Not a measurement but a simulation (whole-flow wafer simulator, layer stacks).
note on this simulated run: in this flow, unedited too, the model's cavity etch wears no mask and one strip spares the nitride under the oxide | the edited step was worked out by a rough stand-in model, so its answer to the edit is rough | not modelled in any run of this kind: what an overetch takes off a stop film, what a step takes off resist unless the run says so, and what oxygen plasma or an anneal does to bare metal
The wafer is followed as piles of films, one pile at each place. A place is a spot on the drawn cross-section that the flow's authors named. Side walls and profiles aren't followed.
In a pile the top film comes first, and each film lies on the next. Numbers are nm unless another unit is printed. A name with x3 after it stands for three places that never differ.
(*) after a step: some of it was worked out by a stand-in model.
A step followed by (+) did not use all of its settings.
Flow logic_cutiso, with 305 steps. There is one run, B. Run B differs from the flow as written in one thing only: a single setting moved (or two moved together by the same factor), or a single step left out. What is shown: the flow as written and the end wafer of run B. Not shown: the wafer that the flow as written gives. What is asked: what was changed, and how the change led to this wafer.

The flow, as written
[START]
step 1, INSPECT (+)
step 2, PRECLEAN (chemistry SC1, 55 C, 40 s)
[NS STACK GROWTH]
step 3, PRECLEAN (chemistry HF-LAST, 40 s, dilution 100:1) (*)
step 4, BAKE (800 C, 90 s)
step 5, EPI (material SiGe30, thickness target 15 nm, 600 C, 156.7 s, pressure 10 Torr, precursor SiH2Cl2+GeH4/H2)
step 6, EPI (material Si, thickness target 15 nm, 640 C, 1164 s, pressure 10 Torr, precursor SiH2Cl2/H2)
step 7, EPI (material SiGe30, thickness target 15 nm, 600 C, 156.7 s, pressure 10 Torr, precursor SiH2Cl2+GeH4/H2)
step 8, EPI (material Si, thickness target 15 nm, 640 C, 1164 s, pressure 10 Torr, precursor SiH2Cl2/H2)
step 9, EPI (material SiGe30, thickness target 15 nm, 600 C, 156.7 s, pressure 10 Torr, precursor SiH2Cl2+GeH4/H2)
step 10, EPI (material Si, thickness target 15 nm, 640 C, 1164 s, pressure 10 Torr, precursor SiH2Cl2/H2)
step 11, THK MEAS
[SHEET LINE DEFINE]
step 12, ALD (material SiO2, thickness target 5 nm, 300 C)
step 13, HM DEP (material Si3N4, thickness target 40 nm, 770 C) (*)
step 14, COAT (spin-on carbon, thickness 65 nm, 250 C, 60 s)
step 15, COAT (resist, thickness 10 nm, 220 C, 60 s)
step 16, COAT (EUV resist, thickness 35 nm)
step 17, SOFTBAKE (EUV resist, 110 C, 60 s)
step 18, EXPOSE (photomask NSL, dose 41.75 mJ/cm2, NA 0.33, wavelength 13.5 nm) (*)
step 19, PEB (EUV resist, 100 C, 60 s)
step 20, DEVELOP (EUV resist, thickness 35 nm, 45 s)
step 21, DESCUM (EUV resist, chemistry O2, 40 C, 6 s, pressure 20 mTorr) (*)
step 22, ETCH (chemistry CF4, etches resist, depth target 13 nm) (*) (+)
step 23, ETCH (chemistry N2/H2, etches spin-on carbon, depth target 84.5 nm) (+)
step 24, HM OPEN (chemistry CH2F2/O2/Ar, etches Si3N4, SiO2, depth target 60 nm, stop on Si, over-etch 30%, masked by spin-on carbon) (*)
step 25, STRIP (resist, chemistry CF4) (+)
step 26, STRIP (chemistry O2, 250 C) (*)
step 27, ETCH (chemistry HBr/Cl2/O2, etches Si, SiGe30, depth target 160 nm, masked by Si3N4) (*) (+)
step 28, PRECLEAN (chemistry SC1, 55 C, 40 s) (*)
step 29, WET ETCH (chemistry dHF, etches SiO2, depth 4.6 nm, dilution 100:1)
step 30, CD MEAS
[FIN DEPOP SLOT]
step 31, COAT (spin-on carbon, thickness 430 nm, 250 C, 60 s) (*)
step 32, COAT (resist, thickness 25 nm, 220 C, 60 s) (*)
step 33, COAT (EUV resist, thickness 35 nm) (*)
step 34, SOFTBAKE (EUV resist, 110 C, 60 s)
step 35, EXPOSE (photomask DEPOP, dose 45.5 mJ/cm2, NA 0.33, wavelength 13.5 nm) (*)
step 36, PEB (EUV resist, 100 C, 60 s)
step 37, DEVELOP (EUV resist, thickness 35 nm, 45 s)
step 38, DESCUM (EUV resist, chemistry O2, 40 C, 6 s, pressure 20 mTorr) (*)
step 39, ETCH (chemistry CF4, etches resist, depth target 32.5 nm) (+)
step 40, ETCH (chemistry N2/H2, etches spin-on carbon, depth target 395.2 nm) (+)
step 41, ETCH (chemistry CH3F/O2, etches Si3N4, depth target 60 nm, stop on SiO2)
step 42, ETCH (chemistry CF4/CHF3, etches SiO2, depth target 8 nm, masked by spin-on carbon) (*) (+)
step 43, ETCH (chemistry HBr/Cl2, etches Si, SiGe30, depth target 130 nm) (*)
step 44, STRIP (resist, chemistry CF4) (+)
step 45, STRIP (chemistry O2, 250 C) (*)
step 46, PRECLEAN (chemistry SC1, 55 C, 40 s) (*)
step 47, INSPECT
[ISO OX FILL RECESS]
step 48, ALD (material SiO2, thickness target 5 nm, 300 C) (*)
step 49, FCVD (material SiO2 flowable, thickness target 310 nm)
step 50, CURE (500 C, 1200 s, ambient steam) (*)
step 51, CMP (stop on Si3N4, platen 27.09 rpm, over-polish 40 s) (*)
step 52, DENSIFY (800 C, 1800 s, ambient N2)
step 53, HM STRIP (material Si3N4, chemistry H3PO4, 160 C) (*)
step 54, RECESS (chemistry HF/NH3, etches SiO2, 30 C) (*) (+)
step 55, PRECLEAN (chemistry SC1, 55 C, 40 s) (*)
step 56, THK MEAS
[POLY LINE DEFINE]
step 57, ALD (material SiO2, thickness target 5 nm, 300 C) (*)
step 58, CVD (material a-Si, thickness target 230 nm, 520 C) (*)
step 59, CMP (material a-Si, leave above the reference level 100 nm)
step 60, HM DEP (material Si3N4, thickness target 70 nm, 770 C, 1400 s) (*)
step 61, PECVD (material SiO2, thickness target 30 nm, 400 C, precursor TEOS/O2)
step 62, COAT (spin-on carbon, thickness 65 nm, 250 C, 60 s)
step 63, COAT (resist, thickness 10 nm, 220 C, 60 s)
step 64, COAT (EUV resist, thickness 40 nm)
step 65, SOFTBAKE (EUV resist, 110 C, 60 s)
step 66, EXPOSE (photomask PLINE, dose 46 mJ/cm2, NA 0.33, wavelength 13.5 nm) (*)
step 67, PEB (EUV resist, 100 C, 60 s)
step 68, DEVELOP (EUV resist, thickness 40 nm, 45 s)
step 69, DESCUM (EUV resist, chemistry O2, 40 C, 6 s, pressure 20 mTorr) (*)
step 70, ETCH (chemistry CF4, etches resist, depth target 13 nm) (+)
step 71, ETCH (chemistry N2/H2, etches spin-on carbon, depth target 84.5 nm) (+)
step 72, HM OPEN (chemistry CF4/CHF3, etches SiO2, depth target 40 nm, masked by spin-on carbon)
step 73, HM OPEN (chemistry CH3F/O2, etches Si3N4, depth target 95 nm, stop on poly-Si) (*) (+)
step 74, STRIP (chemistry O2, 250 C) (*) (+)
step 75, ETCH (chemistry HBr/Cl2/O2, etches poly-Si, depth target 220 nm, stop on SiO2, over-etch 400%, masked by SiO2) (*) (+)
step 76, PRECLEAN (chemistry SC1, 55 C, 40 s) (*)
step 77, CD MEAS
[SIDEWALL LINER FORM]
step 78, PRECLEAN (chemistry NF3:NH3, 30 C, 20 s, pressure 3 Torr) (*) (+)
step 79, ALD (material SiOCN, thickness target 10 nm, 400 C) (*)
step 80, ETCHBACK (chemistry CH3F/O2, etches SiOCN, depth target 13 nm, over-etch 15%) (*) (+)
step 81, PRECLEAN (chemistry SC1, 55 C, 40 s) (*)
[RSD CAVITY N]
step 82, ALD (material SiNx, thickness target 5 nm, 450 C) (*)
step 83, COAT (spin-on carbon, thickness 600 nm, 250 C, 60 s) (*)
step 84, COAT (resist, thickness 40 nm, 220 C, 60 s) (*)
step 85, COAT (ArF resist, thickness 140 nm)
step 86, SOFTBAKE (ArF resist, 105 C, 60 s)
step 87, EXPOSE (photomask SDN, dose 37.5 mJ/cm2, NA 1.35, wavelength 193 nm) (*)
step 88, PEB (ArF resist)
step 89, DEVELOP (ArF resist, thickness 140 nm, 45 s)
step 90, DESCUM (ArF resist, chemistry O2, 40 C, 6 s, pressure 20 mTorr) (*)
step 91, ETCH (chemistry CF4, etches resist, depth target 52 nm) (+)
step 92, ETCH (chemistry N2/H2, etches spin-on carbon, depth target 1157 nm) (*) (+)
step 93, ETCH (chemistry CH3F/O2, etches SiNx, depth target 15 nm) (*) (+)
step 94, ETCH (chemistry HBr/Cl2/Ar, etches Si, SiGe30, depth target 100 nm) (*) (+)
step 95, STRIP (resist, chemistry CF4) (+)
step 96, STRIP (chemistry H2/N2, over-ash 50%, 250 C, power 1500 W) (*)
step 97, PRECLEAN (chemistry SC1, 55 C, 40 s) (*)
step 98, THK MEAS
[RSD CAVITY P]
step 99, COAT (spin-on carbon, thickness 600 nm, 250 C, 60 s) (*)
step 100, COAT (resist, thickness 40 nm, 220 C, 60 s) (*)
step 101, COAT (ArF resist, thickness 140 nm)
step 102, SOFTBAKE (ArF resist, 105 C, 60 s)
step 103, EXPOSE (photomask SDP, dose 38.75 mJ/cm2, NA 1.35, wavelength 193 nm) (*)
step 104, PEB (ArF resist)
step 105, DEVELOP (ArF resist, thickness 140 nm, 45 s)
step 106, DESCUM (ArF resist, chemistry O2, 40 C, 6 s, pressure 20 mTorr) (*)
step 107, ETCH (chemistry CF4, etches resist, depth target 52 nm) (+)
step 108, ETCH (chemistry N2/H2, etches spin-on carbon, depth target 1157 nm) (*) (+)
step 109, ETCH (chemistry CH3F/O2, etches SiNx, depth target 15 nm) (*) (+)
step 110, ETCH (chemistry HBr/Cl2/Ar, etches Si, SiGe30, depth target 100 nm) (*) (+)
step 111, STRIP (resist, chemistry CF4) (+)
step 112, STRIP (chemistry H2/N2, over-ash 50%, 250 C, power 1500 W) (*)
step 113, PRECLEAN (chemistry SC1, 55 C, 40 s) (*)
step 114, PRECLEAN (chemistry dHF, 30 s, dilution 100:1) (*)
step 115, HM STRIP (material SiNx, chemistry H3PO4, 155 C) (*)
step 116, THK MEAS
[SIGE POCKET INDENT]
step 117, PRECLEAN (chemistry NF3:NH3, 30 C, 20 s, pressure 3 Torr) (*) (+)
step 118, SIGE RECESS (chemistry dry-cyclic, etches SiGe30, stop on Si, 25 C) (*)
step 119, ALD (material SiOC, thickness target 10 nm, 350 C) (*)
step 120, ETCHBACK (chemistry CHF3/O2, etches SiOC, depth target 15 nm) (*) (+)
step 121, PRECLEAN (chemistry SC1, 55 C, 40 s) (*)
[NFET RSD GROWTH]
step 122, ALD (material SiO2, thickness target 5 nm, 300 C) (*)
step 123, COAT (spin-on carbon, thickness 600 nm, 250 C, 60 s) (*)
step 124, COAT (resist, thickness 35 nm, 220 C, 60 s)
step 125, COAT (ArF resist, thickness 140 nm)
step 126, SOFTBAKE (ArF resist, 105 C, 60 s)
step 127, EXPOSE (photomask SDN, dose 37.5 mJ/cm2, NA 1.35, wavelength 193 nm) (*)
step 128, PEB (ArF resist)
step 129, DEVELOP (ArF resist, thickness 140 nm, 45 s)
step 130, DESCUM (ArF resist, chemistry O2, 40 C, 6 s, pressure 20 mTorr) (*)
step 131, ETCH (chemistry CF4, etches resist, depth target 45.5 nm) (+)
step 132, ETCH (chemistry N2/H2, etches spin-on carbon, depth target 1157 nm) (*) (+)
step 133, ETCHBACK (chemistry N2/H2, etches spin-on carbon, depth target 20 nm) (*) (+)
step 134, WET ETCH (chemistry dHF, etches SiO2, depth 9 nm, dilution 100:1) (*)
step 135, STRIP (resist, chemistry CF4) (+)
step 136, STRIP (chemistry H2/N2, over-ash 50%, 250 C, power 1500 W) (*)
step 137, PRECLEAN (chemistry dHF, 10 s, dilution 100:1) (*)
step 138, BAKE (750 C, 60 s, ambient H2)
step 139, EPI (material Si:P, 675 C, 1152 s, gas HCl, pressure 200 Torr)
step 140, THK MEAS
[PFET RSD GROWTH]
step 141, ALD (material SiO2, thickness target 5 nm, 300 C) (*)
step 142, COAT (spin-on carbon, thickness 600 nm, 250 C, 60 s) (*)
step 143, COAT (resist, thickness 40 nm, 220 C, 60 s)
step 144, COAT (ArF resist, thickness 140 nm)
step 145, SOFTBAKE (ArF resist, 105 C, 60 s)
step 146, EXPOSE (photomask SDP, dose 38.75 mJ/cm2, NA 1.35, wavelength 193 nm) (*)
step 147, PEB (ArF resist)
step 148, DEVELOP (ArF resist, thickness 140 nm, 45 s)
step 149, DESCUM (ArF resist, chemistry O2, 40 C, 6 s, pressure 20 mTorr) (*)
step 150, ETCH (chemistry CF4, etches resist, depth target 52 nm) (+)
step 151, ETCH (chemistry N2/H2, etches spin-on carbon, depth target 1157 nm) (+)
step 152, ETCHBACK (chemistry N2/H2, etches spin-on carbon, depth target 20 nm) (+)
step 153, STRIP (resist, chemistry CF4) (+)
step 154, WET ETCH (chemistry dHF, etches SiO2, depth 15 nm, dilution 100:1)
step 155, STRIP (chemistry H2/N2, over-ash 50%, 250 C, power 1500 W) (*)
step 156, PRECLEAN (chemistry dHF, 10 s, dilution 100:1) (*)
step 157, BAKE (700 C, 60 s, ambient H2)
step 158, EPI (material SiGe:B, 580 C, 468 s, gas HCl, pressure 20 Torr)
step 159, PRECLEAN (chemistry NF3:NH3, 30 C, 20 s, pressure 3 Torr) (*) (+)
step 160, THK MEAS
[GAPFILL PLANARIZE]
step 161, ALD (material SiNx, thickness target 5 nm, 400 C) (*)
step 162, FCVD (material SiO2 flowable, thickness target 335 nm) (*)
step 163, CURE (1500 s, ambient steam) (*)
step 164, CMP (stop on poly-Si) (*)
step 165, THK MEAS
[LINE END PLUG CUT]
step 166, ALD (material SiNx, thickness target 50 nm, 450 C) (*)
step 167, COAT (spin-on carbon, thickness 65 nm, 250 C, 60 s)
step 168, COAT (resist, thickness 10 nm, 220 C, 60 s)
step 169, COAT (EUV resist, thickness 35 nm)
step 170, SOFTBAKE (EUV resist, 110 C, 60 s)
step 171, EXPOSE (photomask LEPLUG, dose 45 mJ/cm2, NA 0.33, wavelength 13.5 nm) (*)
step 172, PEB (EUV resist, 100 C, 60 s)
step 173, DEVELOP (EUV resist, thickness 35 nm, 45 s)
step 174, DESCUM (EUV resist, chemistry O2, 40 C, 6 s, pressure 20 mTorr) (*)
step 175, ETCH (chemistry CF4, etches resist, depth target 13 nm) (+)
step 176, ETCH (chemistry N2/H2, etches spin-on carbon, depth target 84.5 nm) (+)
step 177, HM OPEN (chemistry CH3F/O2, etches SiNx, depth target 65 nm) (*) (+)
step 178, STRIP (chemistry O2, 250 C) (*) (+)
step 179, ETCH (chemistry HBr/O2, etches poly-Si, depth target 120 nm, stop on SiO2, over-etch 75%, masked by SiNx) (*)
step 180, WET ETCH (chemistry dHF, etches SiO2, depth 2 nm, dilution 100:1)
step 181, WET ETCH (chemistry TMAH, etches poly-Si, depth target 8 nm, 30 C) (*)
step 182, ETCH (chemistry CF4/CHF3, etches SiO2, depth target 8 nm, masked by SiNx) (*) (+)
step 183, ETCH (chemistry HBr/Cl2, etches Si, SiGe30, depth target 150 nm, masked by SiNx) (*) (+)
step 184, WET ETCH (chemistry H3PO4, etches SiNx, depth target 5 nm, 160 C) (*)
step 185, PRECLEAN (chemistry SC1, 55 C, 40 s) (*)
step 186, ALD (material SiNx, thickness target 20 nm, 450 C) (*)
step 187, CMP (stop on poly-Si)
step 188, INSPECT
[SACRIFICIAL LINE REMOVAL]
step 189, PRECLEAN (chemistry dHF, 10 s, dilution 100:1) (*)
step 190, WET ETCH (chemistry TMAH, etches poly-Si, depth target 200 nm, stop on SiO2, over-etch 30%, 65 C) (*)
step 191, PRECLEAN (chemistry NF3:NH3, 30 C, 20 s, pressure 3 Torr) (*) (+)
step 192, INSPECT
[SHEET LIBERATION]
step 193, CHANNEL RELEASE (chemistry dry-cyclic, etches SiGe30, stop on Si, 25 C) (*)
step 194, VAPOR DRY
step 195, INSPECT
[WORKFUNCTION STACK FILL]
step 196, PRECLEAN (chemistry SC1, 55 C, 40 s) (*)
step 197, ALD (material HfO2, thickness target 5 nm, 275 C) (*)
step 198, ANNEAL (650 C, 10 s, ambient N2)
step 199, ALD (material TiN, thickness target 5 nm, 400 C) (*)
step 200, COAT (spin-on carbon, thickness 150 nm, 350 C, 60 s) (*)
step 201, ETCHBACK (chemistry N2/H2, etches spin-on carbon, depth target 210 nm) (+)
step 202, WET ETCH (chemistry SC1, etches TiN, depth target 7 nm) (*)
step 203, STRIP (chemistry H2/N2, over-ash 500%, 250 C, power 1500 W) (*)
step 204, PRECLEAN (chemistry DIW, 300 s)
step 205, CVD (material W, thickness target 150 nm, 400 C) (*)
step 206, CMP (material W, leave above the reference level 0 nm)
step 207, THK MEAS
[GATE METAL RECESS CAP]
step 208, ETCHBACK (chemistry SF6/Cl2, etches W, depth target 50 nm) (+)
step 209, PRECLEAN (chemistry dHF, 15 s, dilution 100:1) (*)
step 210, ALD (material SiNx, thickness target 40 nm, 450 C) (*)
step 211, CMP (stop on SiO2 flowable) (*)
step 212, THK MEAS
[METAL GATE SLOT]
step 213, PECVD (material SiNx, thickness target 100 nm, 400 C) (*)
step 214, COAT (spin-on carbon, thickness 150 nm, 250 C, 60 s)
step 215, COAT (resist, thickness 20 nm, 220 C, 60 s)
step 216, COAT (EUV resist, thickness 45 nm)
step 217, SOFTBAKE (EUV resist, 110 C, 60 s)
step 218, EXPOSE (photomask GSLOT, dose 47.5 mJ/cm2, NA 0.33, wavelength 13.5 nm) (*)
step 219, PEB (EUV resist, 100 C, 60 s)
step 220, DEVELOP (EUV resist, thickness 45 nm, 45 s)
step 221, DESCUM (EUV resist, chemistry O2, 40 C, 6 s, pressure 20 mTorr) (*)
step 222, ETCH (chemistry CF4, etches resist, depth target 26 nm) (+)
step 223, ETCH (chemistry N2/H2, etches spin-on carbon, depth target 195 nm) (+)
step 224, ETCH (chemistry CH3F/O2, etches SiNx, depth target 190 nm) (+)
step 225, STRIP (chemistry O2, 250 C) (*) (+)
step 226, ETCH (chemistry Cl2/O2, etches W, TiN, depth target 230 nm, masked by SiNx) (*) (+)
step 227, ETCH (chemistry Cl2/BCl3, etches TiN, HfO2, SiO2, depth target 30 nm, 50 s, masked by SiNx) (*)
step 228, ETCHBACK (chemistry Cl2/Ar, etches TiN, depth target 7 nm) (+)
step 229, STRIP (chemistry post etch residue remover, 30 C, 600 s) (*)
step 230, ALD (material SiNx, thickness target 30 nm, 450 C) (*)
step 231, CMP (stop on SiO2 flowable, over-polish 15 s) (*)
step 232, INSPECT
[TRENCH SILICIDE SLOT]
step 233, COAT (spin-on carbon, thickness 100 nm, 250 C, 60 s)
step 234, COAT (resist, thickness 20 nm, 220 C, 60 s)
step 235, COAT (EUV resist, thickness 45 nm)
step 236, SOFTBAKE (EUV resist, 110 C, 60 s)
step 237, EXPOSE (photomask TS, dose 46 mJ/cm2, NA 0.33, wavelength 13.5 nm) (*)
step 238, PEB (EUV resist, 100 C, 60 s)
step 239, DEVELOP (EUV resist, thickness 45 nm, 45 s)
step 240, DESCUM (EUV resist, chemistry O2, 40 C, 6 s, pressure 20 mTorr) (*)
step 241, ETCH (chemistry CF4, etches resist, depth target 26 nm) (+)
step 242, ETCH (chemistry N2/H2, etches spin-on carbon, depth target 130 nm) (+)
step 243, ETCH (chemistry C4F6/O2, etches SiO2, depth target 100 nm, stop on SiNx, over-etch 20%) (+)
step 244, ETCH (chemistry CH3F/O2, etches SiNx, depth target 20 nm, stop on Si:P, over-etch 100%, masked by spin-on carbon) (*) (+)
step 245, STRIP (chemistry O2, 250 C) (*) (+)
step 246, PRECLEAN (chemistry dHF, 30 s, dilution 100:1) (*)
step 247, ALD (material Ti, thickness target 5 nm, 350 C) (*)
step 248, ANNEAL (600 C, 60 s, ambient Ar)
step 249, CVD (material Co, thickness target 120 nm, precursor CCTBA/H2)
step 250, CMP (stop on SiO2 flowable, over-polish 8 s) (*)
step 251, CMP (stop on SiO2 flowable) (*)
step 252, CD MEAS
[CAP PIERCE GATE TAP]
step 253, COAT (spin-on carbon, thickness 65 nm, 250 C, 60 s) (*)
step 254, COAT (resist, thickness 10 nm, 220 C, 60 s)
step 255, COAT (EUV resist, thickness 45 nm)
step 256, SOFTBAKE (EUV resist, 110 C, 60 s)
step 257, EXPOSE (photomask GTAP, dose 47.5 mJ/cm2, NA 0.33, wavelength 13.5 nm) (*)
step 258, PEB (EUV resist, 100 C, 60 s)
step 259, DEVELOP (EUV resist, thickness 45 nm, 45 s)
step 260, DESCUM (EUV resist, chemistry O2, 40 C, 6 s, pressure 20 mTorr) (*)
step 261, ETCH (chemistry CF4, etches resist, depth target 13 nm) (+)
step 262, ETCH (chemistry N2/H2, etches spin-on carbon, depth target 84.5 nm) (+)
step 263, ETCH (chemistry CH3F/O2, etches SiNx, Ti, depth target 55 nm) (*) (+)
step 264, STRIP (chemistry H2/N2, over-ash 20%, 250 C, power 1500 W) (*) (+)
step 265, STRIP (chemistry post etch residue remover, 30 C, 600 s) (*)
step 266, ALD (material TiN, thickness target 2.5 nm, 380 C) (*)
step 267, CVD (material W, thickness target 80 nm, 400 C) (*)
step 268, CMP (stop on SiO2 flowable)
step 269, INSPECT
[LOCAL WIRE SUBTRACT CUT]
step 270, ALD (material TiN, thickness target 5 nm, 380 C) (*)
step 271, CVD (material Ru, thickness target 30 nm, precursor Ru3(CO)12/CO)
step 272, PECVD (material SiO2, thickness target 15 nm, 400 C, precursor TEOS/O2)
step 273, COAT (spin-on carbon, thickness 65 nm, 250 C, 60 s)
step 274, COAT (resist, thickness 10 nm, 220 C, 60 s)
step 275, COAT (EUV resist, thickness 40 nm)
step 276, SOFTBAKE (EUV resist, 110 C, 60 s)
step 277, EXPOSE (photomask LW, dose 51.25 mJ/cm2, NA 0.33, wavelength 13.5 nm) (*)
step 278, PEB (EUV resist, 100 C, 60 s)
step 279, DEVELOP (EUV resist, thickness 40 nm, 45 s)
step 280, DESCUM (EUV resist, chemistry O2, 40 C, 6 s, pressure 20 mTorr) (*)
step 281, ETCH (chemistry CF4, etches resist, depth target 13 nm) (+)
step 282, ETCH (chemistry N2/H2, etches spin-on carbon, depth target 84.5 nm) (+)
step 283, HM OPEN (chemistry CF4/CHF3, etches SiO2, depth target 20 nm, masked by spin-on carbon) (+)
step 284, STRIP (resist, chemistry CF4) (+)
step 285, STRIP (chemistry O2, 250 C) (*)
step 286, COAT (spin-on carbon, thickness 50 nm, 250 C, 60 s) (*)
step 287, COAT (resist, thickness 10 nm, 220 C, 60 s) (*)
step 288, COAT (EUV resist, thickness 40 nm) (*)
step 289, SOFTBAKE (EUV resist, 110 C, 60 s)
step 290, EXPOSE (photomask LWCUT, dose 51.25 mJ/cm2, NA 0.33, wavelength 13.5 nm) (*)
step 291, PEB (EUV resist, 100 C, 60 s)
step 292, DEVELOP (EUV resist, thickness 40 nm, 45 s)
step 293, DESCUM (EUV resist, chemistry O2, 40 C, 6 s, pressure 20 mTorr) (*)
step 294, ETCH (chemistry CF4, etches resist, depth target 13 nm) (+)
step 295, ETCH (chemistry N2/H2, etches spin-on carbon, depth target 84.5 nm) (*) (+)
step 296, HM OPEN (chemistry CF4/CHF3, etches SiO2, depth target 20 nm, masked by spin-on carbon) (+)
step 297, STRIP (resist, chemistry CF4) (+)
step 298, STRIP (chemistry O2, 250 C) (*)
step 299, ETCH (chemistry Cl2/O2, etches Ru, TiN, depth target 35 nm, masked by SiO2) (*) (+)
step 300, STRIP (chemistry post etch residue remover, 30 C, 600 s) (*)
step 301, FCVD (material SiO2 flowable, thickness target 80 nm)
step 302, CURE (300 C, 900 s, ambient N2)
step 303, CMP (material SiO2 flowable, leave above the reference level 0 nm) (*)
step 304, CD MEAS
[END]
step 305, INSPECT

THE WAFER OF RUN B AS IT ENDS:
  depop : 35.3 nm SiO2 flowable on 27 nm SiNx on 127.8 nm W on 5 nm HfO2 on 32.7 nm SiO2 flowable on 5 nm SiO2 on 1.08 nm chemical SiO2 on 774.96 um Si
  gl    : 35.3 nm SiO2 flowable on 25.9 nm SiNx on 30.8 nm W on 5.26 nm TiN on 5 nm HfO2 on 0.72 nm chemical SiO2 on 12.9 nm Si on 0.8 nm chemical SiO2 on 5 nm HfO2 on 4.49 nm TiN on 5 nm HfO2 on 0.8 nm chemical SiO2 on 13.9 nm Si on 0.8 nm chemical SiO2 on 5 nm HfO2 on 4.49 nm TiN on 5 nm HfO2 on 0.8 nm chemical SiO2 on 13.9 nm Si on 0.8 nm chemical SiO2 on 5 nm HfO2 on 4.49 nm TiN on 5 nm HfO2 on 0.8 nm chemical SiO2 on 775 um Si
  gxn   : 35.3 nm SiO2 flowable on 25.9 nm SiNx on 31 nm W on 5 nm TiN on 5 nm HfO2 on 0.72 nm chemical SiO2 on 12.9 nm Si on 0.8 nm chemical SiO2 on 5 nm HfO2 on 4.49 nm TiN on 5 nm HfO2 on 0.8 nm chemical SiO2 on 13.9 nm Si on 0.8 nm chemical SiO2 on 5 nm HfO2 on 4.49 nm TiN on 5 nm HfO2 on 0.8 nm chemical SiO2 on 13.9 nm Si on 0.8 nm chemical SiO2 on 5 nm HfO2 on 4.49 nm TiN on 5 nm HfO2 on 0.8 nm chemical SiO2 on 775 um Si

What caused this: step 162, FCVD: thickness target 519.2 nm was run, though the flow has thickness target 335 nm.

How this came from the change, step by step:
  step 162, FCVD (material SiO2 flowable, thickness target 335 nm) (*)
      depop, dpovl, isow, ns, nsgap: +519.2 SiO2 flowable (new film) (in the flow as written it would be: +335 SiO2 flowable (new film))
      rsdn, rsdp, rsdw, rsdx: +608.1 SiO2 flowable (new film) (in the flow as written it would be: +423.9 SiO2 flowable (new film))
      (as well as at 13 more places)
  step 163, CURE (1500 s, ambient steam) (*)
      depop, dpovl, isow, ns, nsgap: -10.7 SiO2 flowable (in the flow as written it would be: -8.24 SiO2 flowable)
      gfld, iso, lnri: -10.2 SiO2 flowable (in the flow as written it would be: -7.46 SiO2 flowable)
      (as well as at 14 more places)
  step 164, CMP (stop on poly-Si) (*)
      depop, dpovl, isow, ns, nsgap: -508.5 SiO2 flowable (all of it), -5 SiNx (all of it), -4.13 SiO2 (all of it), -70 Si3N4 (all of it) (in the flow as written it would be: -326.8 SiO2 flowable (all of it), -5 SiNx (all of it), -4.13 SiO2 (all of it), -70 Si3N4 (all of it))
      iso, rsdn, rsdp, rsdx: -512.5 SiO2 flowable (in the flow as written it would be: -331 SiO2 flowable)
      (as well as at 13 more places)
  step 209, PRECLEAN (chemistry dHF, 15 s, dilution 100:1) (*)
      rsdn, rsdx: -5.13 SiO2 flowable (in the flow as written it would be: -4.49 SiO2 flowable)
      rsdp, rsdw: -5.14 SiO2 flowable (in the flow as written it would be: -4.5 SiO2 flowable)
      (as well as at 1 more place)
  step 211, CMP (stop on SiO2 flowable) (*)
      depop, dpovl, isow, ns, nsgap: -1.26 SiNx (in the flow as written it would be: -0.61 SiNx)
      lnr, lnri, lnrp, lnrt: -40 SiNx (all of it), -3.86 SiOCN (in the flow as written it would be: -40 SiNx (all of it), -3.22 SiOCN)
  step 246, PRECLEAN (chemistry dHF, 30 s, dilution 100:1) (*)
      iso: -10.8 SiO2 flowable (in the flow as written it would be: -9.13 SiO2 flowable)
      rsdx: -9.95 SiO2 flowable (in the flow as written it would be: -8.73 SiO2 flowable)
  step 250, CMP (stop on SiO2 flowable, over-polish 8 s) (*)
      rsdx: -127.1 Co (in the flow as written it would be: -127.9 Co (all of it))
  step 251, CMP (stop on SiO2 flowable) (*)
      rsdx: -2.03 Co (all of it), -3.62 Ti (in the flow as written it would be: -5 Ti (all of it))
      iso: -2.92 Co (all of it), -2.73 Ti (in the flow as written it would be: -1.22 Co (all of it), -4.34 Ti)
  step 263, ETCH (chemistry CH3F/O2, etches SiNx, Ti, depth target 55 nm) (*) (+)
      tap: -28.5 SiNx (all of it), -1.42 W (in the flow as written it would be: -29.1 SiNx (all of it), -1.46 W)
  step 265, STRIP (chemistry post etch residue remover, 30 C, 600 s) (*)
      iso: -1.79 Ti (in the flow as written it would be: -0.66 Ti (all of it))
      rsdx: -1.38 Ti (all of it) (in the flow as written it would be: nothing)
  step 268, CMP (stop on SiO2 flowable)
      depop, dpovl, gfld and 9 more: -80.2 W (all of it), -2.5 TiN (all of it), -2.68 SiNx (in the flow as written it would be: -80.2 W (all of it), -2.5 TiN (all of it), -0.98 SiNx)
      lnr, lnri, lnrp, lnrt: -80 W (all of it), -2.5 TiN (all of it), -2.92 SiOCN (in the flow as written it would be: -80 W (all of it), -2.5 TiN (all of it), -1.22 SiOCN)
      (as well as at 3 more places)
